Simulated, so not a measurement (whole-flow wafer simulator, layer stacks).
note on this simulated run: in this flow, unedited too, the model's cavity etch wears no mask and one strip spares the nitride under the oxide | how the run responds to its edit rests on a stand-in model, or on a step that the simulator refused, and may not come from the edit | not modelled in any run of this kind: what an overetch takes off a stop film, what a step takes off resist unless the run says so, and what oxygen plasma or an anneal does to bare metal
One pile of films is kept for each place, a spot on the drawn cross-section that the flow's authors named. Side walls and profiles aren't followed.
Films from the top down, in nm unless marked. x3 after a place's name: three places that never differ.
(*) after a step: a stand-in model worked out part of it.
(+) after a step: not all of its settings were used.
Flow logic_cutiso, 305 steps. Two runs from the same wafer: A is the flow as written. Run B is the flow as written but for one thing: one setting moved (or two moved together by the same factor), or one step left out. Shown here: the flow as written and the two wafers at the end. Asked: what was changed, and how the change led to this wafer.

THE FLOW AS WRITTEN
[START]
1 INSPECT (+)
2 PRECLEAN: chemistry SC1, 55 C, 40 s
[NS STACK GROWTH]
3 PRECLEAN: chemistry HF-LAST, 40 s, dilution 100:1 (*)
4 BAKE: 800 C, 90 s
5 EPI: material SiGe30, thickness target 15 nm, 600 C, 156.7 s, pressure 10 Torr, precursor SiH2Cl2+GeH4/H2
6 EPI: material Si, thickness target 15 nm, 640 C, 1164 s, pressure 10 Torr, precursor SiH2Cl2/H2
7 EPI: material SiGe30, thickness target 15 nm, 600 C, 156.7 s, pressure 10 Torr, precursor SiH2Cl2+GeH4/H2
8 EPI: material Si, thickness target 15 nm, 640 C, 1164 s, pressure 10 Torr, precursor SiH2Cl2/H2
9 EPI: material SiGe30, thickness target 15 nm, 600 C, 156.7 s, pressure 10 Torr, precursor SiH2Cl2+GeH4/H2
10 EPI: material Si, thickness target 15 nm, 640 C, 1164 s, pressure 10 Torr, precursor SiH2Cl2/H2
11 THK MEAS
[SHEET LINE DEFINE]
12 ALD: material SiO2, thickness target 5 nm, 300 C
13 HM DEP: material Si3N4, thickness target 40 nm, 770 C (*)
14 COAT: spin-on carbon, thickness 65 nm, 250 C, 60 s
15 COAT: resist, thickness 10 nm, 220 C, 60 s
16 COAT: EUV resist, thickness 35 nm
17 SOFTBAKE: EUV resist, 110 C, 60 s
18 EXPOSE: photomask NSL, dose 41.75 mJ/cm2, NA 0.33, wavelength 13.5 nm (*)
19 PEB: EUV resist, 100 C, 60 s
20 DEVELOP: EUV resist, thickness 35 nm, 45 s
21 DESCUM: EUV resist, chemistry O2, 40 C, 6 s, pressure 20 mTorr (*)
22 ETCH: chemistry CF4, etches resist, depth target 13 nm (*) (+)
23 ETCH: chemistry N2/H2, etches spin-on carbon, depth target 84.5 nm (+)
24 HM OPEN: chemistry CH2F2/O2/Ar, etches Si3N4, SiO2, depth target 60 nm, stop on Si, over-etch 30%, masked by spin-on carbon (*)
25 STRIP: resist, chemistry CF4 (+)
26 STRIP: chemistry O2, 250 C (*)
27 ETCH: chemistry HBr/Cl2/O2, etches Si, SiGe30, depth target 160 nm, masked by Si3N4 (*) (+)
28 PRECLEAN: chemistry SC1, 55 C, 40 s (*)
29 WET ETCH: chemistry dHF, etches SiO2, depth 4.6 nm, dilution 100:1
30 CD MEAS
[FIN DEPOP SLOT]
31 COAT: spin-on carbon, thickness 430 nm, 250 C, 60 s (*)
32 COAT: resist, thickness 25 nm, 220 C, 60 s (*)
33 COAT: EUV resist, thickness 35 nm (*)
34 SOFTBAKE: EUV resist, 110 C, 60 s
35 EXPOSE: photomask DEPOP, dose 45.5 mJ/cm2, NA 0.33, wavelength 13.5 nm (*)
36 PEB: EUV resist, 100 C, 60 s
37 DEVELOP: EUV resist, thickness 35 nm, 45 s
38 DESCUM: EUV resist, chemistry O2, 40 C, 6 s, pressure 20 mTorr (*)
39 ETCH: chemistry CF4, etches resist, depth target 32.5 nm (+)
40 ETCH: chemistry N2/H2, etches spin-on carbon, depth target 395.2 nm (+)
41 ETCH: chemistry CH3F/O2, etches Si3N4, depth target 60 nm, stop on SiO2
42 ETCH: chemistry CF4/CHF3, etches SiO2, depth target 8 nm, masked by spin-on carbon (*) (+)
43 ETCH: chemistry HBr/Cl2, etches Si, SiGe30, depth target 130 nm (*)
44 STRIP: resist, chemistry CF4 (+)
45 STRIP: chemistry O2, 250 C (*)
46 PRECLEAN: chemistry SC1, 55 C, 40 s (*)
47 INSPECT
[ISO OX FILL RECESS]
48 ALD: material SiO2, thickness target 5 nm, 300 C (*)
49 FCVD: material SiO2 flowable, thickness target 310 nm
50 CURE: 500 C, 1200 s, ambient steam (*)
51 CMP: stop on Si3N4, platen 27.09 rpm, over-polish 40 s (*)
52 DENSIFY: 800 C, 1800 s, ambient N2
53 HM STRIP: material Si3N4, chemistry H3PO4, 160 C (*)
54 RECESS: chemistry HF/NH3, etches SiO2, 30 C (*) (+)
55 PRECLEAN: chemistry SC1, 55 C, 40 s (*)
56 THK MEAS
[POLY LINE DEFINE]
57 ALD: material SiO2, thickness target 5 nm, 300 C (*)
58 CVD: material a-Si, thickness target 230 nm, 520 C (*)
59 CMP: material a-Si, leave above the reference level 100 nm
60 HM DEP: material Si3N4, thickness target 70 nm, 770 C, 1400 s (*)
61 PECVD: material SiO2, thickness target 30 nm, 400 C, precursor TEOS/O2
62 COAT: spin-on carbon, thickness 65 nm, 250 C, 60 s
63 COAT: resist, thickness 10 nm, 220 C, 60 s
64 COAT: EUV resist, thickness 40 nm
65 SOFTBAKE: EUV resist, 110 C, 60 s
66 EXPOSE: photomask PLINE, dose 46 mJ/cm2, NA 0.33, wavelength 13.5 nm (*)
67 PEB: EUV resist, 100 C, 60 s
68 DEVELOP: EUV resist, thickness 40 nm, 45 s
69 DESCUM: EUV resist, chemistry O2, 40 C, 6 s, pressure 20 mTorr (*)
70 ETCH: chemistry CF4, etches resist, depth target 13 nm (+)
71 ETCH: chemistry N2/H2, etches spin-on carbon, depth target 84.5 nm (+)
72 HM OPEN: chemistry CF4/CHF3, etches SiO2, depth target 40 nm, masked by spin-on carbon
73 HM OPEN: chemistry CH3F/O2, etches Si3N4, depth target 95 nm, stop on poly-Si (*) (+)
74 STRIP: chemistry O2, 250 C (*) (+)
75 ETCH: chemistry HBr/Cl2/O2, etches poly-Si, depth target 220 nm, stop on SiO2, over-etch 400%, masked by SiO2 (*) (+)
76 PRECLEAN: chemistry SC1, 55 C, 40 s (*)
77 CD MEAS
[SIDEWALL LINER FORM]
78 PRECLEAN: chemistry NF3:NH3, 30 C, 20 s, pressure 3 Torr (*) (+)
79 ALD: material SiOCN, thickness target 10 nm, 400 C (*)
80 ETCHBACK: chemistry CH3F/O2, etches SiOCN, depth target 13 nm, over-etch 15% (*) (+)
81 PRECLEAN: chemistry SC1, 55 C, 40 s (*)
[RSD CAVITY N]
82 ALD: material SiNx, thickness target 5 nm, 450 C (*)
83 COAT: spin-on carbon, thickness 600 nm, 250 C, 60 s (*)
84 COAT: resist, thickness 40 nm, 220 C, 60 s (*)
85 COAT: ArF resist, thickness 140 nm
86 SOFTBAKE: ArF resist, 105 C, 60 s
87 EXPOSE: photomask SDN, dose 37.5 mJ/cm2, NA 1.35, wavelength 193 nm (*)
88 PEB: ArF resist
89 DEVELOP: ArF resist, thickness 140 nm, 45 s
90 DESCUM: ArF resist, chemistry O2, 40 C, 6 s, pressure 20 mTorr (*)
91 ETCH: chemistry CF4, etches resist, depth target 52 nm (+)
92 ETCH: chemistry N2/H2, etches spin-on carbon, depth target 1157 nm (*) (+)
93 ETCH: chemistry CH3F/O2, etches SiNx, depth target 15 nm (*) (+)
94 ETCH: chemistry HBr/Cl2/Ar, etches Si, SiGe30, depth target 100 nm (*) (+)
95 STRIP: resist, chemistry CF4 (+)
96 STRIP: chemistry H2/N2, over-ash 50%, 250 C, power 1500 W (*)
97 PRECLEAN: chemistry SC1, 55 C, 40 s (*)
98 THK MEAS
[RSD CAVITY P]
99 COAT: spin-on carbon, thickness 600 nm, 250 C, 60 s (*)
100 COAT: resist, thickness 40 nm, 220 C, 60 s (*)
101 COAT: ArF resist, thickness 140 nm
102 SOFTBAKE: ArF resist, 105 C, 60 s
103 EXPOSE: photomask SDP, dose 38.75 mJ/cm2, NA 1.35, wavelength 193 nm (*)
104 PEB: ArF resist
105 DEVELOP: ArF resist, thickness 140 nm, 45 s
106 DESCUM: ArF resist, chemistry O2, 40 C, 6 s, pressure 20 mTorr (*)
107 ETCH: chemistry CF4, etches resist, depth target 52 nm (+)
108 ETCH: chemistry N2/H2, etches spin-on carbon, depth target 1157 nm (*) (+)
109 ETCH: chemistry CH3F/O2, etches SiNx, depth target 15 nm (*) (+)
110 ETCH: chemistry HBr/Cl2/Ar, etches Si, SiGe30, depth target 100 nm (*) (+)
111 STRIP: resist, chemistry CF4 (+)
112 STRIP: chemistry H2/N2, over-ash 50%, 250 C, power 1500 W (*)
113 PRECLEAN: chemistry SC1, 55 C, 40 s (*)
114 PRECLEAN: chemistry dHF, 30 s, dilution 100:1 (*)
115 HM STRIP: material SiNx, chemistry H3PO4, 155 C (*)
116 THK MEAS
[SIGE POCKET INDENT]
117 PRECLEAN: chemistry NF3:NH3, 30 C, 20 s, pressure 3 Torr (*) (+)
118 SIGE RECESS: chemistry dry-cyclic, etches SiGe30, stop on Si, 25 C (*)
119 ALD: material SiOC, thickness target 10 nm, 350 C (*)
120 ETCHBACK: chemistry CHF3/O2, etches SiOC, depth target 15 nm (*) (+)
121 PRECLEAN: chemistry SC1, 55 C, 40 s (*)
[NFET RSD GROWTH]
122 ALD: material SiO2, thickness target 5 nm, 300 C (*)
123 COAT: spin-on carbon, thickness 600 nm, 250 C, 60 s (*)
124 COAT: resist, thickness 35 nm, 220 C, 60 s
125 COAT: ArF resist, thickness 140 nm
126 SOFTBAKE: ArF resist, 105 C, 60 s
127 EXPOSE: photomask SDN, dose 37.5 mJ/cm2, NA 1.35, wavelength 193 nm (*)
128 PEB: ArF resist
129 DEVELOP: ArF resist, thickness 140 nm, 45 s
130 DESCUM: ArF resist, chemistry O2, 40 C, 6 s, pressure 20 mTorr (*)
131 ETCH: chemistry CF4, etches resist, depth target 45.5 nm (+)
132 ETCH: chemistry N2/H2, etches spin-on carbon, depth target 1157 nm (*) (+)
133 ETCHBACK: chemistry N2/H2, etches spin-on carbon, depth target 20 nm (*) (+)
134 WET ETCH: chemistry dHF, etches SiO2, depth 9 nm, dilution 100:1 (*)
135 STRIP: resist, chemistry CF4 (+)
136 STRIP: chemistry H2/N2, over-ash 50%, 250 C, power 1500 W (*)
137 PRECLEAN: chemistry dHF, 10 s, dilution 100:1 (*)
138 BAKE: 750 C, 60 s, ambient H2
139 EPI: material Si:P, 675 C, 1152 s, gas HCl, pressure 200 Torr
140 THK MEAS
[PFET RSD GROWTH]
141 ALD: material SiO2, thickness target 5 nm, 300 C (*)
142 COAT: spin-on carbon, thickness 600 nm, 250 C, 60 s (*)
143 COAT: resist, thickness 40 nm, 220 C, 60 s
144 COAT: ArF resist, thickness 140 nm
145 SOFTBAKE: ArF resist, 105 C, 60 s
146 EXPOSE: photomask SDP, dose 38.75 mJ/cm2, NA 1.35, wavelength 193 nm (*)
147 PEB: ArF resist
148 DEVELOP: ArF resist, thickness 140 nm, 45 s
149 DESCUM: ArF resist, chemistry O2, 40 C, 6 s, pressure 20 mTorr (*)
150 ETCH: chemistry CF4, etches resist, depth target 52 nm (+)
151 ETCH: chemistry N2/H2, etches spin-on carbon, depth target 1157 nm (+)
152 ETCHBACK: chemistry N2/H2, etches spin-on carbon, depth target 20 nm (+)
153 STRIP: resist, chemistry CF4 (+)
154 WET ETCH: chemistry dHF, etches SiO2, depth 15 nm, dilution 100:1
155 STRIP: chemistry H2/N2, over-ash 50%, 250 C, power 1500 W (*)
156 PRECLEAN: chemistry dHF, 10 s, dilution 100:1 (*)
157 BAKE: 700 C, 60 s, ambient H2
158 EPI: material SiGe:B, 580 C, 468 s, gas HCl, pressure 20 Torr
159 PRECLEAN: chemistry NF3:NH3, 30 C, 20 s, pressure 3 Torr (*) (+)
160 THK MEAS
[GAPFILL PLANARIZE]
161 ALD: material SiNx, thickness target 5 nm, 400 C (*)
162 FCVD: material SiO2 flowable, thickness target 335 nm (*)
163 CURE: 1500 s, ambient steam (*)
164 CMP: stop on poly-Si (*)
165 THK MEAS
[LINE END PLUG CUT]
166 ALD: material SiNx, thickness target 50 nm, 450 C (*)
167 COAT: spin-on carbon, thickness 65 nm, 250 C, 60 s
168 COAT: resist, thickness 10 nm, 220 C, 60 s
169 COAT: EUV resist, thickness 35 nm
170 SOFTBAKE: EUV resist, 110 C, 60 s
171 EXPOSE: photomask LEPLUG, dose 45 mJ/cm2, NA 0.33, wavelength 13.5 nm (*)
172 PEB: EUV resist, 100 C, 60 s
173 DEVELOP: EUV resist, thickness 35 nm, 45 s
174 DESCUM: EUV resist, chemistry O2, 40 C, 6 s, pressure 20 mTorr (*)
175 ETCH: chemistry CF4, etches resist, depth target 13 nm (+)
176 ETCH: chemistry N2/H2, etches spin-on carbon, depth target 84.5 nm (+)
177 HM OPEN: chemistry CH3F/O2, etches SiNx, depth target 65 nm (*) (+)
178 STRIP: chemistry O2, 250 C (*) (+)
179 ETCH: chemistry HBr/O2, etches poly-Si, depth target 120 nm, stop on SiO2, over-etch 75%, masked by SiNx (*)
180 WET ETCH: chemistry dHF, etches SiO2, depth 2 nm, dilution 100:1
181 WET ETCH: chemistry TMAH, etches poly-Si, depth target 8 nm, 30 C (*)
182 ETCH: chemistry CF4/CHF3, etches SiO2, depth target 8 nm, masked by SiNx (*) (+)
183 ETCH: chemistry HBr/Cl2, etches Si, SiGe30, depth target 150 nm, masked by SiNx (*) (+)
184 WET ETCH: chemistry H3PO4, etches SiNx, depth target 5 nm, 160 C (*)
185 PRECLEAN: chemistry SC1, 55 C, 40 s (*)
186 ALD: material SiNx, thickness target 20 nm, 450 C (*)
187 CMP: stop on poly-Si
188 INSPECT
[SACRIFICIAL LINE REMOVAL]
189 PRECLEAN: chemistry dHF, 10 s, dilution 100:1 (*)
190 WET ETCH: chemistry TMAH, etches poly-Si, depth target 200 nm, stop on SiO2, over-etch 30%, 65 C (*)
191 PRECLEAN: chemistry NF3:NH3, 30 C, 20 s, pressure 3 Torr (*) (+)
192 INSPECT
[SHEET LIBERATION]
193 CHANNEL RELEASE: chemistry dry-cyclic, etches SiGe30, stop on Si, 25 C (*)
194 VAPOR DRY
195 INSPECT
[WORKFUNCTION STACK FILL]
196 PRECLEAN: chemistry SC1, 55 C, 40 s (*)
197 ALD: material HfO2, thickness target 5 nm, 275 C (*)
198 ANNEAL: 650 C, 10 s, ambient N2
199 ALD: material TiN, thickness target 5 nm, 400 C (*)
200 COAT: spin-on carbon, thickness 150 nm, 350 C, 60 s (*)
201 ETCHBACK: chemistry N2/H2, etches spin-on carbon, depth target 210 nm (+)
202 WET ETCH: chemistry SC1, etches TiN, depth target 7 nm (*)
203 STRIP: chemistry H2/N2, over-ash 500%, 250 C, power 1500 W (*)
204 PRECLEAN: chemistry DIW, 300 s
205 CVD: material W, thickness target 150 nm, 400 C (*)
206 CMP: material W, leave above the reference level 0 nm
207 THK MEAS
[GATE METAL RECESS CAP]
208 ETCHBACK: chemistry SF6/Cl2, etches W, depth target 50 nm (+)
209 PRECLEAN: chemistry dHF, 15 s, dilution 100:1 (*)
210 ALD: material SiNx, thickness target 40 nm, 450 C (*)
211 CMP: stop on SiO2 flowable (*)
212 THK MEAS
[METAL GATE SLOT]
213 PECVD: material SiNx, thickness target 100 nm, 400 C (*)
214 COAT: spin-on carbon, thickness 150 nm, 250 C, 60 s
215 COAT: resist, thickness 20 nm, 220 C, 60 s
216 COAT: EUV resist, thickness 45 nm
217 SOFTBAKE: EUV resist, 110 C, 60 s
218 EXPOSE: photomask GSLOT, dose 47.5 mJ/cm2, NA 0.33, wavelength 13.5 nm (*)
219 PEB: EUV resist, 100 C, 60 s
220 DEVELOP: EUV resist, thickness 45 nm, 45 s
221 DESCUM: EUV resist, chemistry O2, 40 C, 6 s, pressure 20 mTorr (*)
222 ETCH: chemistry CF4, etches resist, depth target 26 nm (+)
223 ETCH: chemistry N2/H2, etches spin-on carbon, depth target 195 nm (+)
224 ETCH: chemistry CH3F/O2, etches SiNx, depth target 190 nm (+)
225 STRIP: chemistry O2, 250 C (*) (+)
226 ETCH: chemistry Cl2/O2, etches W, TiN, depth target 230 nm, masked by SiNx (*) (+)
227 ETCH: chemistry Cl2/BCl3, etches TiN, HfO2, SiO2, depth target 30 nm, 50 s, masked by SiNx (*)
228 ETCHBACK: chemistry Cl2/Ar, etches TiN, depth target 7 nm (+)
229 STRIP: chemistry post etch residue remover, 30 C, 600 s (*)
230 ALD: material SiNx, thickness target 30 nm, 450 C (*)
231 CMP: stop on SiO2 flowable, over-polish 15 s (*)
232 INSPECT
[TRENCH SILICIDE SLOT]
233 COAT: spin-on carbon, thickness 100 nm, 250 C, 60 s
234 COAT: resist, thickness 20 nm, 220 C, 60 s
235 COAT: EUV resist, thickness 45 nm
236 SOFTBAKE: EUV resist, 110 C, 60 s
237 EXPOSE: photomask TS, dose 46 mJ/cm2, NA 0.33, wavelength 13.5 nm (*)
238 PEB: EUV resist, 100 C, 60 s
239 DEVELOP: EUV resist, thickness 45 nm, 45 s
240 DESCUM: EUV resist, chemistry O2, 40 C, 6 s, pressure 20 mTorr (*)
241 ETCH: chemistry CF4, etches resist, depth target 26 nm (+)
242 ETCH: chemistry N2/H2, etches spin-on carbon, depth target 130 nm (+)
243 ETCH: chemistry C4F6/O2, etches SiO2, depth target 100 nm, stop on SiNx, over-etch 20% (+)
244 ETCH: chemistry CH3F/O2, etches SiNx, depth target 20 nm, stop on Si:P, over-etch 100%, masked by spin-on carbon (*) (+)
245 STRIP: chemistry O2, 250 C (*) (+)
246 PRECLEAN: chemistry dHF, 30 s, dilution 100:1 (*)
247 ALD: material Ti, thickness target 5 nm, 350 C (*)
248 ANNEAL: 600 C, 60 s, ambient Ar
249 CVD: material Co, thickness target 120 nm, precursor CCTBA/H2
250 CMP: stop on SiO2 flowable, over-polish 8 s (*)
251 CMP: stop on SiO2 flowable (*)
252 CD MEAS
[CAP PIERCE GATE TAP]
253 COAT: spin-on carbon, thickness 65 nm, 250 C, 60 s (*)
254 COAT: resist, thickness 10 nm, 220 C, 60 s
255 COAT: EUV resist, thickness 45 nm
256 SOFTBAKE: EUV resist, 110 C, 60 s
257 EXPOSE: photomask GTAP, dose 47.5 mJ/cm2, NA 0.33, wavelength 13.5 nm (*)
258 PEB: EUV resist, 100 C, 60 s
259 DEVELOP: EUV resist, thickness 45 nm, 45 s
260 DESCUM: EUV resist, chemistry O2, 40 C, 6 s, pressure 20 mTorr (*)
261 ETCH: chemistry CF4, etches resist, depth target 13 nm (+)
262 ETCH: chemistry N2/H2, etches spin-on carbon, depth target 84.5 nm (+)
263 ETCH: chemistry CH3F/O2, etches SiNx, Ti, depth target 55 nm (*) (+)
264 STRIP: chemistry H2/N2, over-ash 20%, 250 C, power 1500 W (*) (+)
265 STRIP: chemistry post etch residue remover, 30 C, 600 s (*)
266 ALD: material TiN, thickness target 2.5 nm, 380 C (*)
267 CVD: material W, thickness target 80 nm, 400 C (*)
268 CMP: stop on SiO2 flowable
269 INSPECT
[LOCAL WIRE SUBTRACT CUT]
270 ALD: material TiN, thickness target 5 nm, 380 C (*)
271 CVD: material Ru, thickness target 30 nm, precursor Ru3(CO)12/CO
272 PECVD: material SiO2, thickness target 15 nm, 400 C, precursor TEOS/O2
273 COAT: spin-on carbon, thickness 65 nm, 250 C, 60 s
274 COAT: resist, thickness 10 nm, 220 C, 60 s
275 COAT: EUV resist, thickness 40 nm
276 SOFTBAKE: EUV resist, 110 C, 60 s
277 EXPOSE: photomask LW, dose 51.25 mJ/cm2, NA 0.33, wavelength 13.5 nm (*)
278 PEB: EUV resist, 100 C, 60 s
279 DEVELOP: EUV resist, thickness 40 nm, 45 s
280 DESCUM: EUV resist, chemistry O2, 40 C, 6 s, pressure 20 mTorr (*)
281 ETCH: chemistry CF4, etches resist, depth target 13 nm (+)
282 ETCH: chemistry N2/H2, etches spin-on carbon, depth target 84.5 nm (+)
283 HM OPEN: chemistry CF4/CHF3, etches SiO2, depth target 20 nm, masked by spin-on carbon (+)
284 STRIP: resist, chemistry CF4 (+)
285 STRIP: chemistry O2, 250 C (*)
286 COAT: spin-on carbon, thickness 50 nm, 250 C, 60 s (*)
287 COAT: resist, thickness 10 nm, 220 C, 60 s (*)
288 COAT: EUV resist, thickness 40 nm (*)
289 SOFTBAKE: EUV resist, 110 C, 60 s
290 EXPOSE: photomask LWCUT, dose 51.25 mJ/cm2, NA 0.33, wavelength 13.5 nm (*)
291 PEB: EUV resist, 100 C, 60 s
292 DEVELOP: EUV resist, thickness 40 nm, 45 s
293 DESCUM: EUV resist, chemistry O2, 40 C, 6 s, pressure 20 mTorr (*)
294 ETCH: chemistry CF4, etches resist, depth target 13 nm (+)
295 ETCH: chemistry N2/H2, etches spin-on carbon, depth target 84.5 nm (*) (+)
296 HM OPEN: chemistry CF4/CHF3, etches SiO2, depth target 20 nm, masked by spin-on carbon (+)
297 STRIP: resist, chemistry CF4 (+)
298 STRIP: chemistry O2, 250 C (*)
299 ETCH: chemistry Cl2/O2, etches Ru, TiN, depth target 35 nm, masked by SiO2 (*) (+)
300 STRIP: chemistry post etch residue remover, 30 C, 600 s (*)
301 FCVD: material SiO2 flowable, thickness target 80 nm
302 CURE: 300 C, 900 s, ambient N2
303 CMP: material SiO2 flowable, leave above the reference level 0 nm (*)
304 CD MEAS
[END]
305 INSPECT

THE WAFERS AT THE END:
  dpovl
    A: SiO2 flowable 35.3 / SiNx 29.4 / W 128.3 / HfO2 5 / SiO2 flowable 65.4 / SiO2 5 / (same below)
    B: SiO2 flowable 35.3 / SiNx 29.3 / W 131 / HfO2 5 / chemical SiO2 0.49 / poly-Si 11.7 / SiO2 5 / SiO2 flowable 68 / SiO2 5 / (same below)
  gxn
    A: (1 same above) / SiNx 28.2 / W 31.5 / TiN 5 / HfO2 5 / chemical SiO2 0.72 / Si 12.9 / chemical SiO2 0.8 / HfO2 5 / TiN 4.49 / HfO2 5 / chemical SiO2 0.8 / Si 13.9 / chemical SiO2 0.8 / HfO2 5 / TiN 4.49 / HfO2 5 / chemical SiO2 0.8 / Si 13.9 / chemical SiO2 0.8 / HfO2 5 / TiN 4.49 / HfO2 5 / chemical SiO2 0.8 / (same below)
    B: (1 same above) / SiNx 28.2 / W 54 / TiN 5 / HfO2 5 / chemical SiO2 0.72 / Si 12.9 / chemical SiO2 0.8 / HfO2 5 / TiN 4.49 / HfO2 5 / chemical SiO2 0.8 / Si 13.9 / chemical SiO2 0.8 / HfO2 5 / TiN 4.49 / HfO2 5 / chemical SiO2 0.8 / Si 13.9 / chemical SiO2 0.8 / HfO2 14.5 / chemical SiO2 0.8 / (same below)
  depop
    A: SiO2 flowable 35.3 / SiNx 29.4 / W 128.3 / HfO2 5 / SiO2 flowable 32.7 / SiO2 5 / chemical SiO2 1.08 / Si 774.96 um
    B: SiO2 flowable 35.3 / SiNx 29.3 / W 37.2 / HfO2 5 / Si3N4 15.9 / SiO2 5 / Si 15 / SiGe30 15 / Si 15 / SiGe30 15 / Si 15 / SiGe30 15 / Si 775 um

The cause: step 41, ETCH: chemistry CH3F/O2, etches Si3N4, depth target 60 nm, stop on SiO2, was left out.

How the change led to this, step by step:
  42 ETCH: chemistry CF4/CHF3, etches SiO2, depth target 8 nm, masked by spin-on carbon (*) (+)
      gfld, lnri: A resist -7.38 | B nothing
      depop: A SiO2 -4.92 (all of it), Si -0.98 | B nothing
      (and at 19 more places)
  43 ETCH: chemistry HBr/Cl2, etches Si, SiGe30, depth target 130 nm (*)
      isow, ns, nsgap: A spin-on carbon -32 | B resist -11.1 (all of it), spin-on carbon -16.4
      glp, tap: A spin-on carbon -32 | B resist -10.4 (all of it), spin-on carbon -17.4
      (and at 16 more places)
  44 STRIP: resist, chemistry CF4 (+)
      depop: A nothing | B Si3N4 -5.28
  45 STRIP: chemistry O2, 250 C (*)
      depop: A chemical SiO2 +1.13 (new film), Si -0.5 | B nothing
      gfld, lnri: A chemical SiO2 +0.82 (new film), spin-on carbon -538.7 (all of it), Si -0.36 | B chemical SiO2 +0.82 (new film), spin-on carbon -555.5 (all of it), Si -0.36
      (and at 19 more places)
  49 FCVD: material SiO2 flowable, thickness target 310 nm
      dpovl, nsgap: A SiO2 flowable +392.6 (new film) | B SiO2 flowable +408.5 (new film)
      depop: A SiO2 flowable +359.9 (new film) | B SiO2 flowable +223.4 (new film)
      (and at 2 more places)
  51 CMP: stop on Si3N4, platen 27.09 rpm, over-polish 40 s (*)
      depop: A SiO2 flowable -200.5 | B SiO2 flowable -215.4 (all of it), SiO2 -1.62
      dpovl: A SiO2 flowable -200.4 | B SiO2 flowable -222.2
      (and at 3 more places)
  52 DENSIFY: 800 C, 1800 s, ambient N2
      depop: A SiO2 flowable -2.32 | B nothing
      dpovl: A SiO2 flowable -2.82 | B SiO2 flowable -2.13
  53 HM STRIP: material Si3N4, chemistry H3PO4, 160 C (*)
      depop: A SiO2 flowable -1.82 | B SiO2 -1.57
  54 RECESS: chemistry HF/NH3, etches SiO2, 30 C (*) (+)
      depop: A SiO2 flowable -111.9 | B SiO2 -1.81 (all of it)
      dpovl: A SiO2 flowable -111.5 | B SiO2 flowable -106.2
      (and at 1 more place)
  58 CVD: material a-Si, thickness target 230 nm, 520 C (*)
      depop: A a-Si +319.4 (new film) | B a-Si +230 (new film)
  59 CMP: material a-Si, leave above the reference level 100 nm
      dpovl, gl, glp and 14 more: A a-Si -130 | B a-Si -107.4
      gfld, gxf, iso, lnri: A a-Si -109.9 | B a-Si -87.4
  60 HM DEP: material Si3N4, thickness target 70 nm, 770 C, 1400 s (*)
      gl, glp, gxn and 11 more: A Si3N4 +70 (new film), poly-Si +100 (new film), a-Si -100 (all of it) | B Si3N4 +70 (new film), poly-Si +122.6 (new film), a-Si -122.6 (all of it)
      dpovl, gfld, gxf, iso, isow, lnri, nsgap: A Si3N4 +70 (new film), poly-Si +189.4 (new film), a-Si -189.4 (all of it) | B Si3N4 +70 (new film), poly-Si +212 (new film), a-Si -212 (all of it)
      (and at 1 more place)
  75 ETCH: chemistry HBr/Cl2/O2, etches poly-Si, depth target 220 nm, stop on SiO2, over-etch 400%, masked by SiO2 (*) (+)
      depop, dpovl, gfld and 10 more: A SiO2 -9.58 | B SiO2 -10.1
      lnr, lnrp, lnrt, rsdn, rsdp, rsdw, rsdx: A chemical SiO2 -0.79 (all of it), poly-Si -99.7 (all of it), SiO2 -5 (all of it) | B chemical SiO2 -0.79 (all of it), poly-Si -122.2 (all of it), SiO2 -5 (all of it)
      (and at 2 more places)
  80 ETCHBACK: chemistry CH3F/O2, etches SiOCN, depth target 13 nm, over-etch 15% (*) (+)
      lnr, lnrp, lnrt: A SiOCN +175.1 | B SiOCN +197.1
      lnri: A SiOCN +271.9 | B SiOCN +293.8
  83 COAT: spin-on carbon, thickness 600 nm, 250 C, 60 s (*)
      rsdn, rsdp, rsdw, rsdx: A spin-on carbon +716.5 (new film) | B spin-on carbon +731.2 (new film)
  92 ETCH: chemistry N2/H2, etches spin-on carbon, depth target 1157 nm (*) (+)
      rsdn, rsdx: A spin-on carbon -710.5 (all of it), SiNx -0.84 | B spin-on carbon -725.2 (all of it), SiNx -0.56
  ... 30 more steps ...
  249 CVD: material Co, thickness target 120 nm, precursor CCTBA/H2
      rsdp, rsdw: A Co +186 (new film) | B Co +207.5 (new film)
      rsdn: A Co +187.9 (new film) | B Co +209.4 (new film)
Counting metal films that touch as one body, gxn has 3 bodies (between them, from the top down: HfO2 5 / chemical SiO2 0.72 / Si 12.9 / chemical SiO2 0.8 / HfO2 5; HfO2 5 / chemical SiO2 0.8 / Si 13.9 / chemical SiO2 0.8 / HfO2 5); the flow as written gives 4 bodies (between them, from the top down: HfO2 5 / chemical SiO2 0.72 / Si 12.9 / chemical SiO2 0.8 / HfO2 5; HfO2 5 / chemical SiO2 0.8 / Si 13.9 / chemical SiO2 0.8 / HfO2 5; HfO2 5 / chemical SiO2 0.8 / Si 13.9 / chemical SiO2 0.8 / HfO2 5).
